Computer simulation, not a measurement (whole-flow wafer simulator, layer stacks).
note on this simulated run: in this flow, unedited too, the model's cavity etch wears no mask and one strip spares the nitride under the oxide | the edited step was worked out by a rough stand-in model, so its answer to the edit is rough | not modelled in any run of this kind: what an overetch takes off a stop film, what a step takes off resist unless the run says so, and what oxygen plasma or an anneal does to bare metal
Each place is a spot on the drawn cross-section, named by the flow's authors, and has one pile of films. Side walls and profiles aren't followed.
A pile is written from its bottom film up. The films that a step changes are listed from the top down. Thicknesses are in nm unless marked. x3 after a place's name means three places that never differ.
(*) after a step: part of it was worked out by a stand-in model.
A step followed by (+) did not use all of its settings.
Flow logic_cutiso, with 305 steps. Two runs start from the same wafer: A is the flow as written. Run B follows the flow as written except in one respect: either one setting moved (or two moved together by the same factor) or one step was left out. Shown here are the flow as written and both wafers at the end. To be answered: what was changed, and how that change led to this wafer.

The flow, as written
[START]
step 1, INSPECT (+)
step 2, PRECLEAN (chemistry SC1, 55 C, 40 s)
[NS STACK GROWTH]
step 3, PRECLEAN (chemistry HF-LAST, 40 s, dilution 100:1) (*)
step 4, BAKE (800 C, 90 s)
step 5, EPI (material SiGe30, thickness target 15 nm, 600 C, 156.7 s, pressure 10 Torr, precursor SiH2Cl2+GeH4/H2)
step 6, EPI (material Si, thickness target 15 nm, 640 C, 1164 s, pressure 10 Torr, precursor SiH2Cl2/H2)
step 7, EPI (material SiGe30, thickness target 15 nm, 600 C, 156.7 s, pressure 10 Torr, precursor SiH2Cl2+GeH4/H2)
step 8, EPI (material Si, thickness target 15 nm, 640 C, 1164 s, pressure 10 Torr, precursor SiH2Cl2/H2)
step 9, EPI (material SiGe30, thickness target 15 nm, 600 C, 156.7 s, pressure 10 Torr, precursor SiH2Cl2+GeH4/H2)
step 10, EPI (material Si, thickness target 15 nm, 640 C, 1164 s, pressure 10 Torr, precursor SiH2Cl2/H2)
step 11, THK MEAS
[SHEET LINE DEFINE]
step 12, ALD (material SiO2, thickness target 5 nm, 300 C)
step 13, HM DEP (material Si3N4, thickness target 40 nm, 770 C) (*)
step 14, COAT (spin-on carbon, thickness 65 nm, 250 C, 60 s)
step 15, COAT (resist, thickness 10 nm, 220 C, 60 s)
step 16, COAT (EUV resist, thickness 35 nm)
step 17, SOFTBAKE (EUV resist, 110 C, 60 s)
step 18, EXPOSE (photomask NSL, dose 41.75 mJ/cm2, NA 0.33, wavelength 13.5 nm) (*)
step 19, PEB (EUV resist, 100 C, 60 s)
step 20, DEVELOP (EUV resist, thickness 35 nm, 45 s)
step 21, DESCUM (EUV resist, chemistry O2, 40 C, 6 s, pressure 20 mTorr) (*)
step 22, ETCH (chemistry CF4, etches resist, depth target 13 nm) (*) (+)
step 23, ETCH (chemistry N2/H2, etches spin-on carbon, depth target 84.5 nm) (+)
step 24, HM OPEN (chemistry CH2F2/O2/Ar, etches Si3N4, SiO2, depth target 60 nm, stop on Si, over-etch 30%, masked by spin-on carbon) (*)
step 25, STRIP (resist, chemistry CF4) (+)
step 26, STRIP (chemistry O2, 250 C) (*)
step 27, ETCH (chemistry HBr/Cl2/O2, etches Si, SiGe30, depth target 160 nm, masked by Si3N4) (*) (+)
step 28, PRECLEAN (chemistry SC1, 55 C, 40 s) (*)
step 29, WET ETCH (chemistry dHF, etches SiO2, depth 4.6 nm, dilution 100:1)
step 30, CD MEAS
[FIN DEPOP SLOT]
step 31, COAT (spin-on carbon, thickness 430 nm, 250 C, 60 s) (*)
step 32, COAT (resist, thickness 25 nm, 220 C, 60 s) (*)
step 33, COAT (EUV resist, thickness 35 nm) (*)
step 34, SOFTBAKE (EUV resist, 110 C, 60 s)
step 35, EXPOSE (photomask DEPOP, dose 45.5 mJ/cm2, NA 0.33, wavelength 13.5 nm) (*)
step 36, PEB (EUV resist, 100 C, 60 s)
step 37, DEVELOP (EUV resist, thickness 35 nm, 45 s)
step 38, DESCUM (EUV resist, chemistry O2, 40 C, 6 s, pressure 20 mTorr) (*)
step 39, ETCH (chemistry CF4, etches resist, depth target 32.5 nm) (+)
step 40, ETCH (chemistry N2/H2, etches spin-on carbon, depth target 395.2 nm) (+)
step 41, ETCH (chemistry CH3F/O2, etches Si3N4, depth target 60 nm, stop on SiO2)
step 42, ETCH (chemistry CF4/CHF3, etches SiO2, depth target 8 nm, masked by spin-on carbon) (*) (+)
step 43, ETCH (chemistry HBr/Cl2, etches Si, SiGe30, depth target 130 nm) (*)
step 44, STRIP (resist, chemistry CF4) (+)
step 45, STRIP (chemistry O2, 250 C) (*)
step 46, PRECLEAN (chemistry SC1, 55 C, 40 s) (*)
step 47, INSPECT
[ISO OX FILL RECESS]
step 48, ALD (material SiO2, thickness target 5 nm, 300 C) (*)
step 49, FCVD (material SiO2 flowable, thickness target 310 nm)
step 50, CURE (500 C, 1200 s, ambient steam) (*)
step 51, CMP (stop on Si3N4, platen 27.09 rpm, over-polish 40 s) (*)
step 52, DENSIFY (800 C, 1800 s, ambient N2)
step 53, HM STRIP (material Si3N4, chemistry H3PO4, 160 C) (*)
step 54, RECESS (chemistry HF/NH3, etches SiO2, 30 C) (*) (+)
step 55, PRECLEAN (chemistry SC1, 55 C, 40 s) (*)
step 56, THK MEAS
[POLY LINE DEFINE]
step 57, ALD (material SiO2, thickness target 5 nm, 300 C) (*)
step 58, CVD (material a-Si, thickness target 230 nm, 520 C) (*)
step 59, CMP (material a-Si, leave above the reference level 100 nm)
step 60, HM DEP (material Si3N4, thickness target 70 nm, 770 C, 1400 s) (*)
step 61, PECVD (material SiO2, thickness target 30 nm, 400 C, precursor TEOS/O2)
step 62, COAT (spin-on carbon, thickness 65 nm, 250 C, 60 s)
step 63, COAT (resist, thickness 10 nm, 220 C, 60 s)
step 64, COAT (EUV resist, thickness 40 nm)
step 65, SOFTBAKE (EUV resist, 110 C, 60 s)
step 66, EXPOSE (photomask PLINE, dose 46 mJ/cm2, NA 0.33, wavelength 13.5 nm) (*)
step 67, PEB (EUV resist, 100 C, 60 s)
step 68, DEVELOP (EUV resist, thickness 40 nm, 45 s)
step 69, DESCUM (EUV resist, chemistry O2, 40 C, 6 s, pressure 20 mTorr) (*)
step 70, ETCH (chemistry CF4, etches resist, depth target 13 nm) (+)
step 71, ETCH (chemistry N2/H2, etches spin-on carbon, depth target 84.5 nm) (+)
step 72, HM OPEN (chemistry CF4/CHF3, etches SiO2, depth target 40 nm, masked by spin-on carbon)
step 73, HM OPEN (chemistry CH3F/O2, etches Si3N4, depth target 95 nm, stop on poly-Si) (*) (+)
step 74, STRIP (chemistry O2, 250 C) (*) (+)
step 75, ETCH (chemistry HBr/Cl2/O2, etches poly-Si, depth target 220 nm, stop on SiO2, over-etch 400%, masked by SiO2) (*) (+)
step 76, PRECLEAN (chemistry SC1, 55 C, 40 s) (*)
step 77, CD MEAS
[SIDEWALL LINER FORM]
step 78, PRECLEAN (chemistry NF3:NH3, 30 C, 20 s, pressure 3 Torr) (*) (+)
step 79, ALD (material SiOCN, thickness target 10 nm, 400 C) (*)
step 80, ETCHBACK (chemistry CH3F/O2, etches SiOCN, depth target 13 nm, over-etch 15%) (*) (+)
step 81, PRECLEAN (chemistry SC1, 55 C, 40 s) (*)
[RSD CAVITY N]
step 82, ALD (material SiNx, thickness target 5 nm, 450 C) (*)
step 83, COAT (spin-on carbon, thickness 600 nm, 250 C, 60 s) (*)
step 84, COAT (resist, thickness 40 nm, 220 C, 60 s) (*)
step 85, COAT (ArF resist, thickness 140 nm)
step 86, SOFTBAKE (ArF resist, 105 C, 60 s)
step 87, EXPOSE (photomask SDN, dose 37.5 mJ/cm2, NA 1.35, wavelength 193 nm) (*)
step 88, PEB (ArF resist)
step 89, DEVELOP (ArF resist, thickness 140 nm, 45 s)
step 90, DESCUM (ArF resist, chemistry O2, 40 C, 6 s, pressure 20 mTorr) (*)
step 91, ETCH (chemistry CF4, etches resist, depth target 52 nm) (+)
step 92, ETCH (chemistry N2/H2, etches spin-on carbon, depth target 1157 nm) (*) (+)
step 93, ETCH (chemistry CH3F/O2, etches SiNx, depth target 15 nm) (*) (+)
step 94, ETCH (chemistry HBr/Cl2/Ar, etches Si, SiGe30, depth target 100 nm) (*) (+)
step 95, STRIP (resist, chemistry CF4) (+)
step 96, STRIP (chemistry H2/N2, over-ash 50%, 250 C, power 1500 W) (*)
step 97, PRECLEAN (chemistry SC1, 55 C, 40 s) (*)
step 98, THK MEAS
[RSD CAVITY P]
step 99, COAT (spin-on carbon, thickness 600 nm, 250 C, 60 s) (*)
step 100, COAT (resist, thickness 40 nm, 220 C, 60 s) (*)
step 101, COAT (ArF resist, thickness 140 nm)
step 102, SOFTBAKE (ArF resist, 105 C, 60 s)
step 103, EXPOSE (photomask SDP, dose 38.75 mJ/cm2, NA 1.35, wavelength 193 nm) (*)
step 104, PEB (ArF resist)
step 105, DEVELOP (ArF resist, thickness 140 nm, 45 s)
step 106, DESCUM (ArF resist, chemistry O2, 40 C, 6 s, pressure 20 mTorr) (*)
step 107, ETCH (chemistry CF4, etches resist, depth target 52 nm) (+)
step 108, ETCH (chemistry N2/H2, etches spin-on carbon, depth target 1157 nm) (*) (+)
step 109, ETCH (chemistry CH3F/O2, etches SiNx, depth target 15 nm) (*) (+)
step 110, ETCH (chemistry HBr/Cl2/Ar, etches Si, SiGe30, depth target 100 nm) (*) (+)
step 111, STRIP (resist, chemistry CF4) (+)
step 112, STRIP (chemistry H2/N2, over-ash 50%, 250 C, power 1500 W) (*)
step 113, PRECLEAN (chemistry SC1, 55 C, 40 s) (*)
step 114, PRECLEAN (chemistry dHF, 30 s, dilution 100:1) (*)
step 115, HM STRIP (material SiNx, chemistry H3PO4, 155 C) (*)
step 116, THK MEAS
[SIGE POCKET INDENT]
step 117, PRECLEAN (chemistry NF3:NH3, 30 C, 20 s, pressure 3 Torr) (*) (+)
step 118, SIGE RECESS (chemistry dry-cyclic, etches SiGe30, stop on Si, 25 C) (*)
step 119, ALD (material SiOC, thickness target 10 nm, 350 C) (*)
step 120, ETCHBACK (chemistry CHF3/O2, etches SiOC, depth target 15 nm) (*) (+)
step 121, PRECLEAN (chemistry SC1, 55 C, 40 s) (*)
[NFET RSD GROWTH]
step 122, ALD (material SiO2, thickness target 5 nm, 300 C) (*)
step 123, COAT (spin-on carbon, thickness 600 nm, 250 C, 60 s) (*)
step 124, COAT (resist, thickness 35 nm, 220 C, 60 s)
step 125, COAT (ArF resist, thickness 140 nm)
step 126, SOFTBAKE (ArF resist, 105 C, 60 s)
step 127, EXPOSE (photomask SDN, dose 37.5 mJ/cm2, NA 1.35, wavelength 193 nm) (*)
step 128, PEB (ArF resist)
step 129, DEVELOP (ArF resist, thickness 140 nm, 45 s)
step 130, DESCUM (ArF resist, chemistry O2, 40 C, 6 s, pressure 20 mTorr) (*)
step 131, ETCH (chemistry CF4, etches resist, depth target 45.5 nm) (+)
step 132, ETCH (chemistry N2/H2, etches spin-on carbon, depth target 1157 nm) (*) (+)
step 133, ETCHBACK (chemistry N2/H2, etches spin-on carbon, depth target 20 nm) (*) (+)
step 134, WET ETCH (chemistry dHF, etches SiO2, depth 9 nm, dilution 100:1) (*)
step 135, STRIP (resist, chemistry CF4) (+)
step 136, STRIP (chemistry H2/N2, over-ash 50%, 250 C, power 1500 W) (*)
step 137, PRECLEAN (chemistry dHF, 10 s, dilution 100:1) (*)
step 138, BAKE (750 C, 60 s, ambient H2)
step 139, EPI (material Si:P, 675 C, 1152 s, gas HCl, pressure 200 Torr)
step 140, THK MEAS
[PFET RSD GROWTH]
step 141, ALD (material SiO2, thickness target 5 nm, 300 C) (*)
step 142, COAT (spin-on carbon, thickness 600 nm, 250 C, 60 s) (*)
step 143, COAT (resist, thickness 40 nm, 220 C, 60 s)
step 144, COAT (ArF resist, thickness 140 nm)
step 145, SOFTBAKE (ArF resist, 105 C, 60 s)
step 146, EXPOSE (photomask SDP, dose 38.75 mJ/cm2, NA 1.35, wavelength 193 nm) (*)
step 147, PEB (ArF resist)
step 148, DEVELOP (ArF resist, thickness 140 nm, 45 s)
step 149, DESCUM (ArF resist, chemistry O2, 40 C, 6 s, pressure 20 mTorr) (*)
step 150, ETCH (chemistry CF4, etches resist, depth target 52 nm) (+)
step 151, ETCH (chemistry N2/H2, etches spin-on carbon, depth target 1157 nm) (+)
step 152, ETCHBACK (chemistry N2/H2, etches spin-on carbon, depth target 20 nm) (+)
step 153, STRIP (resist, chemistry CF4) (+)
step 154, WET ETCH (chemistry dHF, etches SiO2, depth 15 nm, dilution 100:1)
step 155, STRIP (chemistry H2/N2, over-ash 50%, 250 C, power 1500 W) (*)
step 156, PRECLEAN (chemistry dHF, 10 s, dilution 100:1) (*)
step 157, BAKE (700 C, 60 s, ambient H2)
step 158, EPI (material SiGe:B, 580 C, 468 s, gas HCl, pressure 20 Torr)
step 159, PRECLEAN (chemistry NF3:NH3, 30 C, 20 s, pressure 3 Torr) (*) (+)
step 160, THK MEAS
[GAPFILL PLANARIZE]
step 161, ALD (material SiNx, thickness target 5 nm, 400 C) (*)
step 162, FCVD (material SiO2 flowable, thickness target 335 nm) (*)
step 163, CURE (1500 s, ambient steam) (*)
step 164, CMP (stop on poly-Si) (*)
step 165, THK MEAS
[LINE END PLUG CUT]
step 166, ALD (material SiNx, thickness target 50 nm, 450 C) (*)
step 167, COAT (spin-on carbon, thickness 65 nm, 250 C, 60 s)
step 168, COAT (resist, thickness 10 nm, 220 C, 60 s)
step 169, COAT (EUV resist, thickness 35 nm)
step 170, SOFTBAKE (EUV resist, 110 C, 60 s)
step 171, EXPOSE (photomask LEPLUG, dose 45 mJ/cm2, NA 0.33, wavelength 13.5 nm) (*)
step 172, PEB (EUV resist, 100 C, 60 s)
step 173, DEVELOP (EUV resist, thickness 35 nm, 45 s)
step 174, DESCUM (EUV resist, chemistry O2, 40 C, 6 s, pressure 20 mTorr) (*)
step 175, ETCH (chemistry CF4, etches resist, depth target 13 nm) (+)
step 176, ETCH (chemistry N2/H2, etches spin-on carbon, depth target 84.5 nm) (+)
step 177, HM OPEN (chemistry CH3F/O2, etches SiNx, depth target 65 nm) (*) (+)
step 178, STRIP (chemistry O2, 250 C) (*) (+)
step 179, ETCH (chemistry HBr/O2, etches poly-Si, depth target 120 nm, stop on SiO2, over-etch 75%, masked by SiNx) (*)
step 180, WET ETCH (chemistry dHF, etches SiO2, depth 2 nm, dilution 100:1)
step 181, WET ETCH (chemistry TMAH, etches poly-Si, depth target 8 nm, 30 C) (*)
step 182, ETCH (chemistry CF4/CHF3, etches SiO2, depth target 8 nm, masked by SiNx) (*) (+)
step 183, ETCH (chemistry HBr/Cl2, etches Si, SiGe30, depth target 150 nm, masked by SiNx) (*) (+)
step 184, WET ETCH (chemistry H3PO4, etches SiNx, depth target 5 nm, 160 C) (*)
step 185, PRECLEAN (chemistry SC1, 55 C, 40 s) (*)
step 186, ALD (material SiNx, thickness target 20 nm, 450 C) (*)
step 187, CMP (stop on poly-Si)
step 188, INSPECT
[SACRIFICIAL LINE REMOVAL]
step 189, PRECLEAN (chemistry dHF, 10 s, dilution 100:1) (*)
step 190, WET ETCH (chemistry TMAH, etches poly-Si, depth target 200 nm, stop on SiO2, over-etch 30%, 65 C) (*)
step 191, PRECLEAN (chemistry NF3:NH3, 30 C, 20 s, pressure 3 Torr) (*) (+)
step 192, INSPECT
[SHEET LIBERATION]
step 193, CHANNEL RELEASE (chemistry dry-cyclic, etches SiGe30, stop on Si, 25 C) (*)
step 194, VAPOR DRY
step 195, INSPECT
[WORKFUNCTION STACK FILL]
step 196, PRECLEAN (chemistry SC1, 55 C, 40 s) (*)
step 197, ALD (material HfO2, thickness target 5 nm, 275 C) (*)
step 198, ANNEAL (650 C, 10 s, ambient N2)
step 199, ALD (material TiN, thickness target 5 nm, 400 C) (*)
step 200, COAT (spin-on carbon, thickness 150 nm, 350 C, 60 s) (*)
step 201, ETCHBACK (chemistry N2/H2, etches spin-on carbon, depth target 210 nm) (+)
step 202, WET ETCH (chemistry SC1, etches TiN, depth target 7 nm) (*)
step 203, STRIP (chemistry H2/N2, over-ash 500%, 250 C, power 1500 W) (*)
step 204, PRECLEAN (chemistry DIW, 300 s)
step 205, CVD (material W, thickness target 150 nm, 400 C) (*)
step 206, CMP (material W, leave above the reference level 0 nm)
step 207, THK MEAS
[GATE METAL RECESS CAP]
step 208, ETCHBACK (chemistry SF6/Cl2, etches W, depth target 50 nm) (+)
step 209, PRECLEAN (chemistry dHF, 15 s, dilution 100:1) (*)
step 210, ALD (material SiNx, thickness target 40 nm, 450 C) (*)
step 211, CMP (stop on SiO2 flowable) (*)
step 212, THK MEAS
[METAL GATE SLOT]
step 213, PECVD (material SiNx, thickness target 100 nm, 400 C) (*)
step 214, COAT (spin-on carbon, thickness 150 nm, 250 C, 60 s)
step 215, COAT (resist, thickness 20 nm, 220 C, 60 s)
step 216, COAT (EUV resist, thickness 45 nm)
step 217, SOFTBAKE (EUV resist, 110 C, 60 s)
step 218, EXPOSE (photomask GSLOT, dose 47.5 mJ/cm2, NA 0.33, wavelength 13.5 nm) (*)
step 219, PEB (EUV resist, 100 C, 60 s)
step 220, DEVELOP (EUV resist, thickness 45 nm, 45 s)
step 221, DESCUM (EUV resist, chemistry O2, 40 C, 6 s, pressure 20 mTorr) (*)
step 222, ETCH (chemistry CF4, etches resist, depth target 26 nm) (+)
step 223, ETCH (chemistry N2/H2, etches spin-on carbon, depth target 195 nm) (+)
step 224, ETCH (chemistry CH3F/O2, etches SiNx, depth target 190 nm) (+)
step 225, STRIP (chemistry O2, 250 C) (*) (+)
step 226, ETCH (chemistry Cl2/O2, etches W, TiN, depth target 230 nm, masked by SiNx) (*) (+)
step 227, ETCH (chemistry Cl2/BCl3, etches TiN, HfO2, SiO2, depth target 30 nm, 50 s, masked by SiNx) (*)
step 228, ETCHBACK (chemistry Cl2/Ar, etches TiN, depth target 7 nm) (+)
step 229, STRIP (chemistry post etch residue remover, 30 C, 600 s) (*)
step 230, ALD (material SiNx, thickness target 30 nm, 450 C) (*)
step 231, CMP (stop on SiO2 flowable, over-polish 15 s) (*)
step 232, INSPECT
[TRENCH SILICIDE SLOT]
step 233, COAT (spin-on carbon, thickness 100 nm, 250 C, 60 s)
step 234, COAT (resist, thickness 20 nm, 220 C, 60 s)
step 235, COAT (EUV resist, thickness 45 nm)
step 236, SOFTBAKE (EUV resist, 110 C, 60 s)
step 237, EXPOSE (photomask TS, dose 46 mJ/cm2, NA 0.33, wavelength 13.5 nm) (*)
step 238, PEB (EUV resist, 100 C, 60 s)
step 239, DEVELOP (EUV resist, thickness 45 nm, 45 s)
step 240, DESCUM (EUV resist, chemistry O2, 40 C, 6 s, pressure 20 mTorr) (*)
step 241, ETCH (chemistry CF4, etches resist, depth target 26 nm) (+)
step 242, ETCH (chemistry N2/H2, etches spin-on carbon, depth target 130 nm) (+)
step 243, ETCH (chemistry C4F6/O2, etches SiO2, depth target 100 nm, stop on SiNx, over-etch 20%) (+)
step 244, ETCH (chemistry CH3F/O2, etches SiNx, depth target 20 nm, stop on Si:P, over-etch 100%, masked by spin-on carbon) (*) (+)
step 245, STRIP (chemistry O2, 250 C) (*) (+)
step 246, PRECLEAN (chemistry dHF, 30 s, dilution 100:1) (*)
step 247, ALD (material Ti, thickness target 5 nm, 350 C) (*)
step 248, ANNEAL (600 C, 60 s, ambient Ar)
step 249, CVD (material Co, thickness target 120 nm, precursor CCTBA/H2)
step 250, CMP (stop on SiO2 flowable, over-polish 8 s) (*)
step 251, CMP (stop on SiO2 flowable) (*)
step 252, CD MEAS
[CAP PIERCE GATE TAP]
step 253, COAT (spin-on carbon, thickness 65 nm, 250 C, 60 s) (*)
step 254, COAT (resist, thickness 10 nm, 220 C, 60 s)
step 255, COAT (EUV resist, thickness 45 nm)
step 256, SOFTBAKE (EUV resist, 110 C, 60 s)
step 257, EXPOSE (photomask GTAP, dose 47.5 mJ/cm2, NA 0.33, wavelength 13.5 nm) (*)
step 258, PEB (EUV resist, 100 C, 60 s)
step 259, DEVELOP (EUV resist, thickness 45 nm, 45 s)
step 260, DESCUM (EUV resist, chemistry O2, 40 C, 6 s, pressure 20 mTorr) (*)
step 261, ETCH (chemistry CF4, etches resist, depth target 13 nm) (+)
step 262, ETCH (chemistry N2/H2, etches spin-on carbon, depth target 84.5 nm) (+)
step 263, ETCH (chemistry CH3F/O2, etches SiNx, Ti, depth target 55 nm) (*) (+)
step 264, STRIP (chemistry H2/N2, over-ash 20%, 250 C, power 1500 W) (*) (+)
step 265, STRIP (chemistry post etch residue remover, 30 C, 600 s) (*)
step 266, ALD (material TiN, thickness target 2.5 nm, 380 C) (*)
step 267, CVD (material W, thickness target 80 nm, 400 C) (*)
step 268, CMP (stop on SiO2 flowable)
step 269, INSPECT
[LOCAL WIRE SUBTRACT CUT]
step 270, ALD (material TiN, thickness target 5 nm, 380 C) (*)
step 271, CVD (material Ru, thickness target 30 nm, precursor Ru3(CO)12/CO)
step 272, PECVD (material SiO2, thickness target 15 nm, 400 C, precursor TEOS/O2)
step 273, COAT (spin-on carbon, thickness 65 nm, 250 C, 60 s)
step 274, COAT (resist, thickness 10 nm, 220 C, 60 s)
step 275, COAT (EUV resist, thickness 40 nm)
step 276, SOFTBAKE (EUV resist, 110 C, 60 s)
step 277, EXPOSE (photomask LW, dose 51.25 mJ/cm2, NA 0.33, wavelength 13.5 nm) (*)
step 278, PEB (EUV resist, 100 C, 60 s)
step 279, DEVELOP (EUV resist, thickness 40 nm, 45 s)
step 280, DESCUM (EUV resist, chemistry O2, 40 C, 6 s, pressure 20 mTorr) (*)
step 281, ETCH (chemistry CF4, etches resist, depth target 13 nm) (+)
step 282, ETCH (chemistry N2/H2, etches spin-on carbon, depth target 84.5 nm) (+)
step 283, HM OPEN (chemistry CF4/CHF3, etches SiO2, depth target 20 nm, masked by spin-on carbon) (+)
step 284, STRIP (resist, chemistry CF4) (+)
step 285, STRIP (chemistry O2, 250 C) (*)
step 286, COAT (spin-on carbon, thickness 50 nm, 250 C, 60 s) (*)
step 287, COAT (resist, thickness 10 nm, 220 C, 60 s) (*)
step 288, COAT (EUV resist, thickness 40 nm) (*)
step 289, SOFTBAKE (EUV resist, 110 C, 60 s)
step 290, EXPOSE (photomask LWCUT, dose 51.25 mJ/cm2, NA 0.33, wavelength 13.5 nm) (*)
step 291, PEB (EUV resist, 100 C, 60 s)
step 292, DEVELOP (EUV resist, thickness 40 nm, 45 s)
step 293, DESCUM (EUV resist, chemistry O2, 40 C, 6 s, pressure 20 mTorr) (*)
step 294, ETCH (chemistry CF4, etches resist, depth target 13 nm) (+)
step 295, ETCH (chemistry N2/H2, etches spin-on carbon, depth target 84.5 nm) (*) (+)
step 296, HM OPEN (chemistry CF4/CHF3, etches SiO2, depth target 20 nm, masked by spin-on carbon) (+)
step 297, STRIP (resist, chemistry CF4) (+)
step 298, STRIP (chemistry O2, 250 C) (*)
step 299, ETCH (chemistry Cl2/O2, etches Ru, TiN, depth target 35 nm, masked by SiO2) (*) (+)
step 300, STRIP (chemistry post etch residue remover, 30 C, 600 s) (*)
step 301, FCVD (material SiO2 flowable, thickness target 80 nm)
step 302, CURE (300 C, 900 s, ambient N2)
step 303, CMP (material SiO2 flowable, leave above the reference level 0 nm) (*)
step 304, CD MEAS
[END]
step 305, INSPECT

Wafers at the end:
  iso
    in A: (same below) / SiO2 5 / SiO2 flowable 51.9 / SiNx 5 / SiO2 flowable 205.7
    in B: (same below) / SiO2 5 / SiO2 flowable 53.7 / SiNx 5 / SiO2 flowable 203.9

What caused this: step 119, ALD: thickness target 11.8 nm was run, though the flow has thickness target 10 nm.

How this came from the change, step by step:
  step 119, ALD (material SiOC, thickness target 10 nm, 350 C) (*)
      depop, dpovl, gfld and 14 more: A SiOC gains 10 (new film) | B SiOC gains 11.8 (new film)
      lnr, lnrp, lnrt: A SiOC gains 10 (new film), SiOC gains 16 (new film), cavity loses 16 (all of it), SiOC gains 16 (new film), cavity loses 16 (all of it), SiOC gains 16 (new film), cavity loses 16 (all of it) | B SiOC gains 11.8 (new film), SiOC gains 16 (new film), cavity loses 16 (all of it), SiOC gains 16 (new film), cavity loses 16 (all of it), SiOC gains 16 (new film), cavity loses 16 (all of it)
      (and at 2 other places as well)
  step 120, ETCHBACK (chemistry CHF3/O2, etches SiOC, depth target 15 nm) (*) (+)
      gl, tap: A SiOC loses 10 (all of it), SiO2 loses 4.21 (all of it), Si3N4 loses 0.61 | B SiOC loses 11.8 (all of it), SiO2 loses 3.2
      glp: A SiOC loses 10 (all of it), SiO2 loses 4.25 (all of it), Si3N4 loses 0.58 | B SiOC loses 11.8 (all of it), SiO2 loses 3.2
      (and at 19 other places as well)
  step 122, ALD (material SiO2, thickness target 5 nm, 300 C) (*)
      gl, glp, tap: A SiO2 gains 5 (new film) | B SiO2 gains 5
      gxn: A SiO2 gains 6.76 (new film) | B SiO2 gains 5
      (and at 1 other place as well)
  step 132, ETCH (chemistry N2/H2, etches spin-on carbon, depth target 1157 nm) (*) (+)
      gl, tap: A spin-on carbon loses 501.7 (all of it), SiO2 loses 5 (all of it), Si3N4 loses 0.5 | B spin-on carbon loses 500.9 (all of it), SiO2 loses 5.97 (all of it)
  step 141, ALD (material SiO2, thickness target 5 nm, 300 C) (*)
      gxn: A SiO2 gains 10.1 (new film) | B SiO2 gains 10.7 (new film)
  step 153, STRIP (resist, chemistry CF4) (+)
      glp: A SiO2 loses 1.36 (all of it) | B SiO2 loses 2.34 (all of it)
  step 164, CMP (stop on poly-Si) (*)
      depop, dpovl, isow, ns, nsgap: A SiO2 flowable loses 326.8 (all of it), SiNx loses 5 (all of it), SiO2 loses 4.13 (all of it), Si3N4 loses 70 (all of it) | B SiO2 flowable loses 326.8 (all of it), SiNx loses 5 (all of it), SiO2 loses 5.93 (all of it), Si3N4 loses 70 (all of it)
      gfld, gxf: A SiO2 flowable loses 251.9 (all of it), SiNx loses 5 (all of it), SiO2 loses 4.13 (all of it), Si3N4 loses 70 (all of it) | B SiO2 flowable loses 250.8 (all of it), SiNx loses 5 (all of it), SiO2 loses 5.93 (all of it), Si3N4 loses 70 (all of it)
      (and at 2 other places as well)
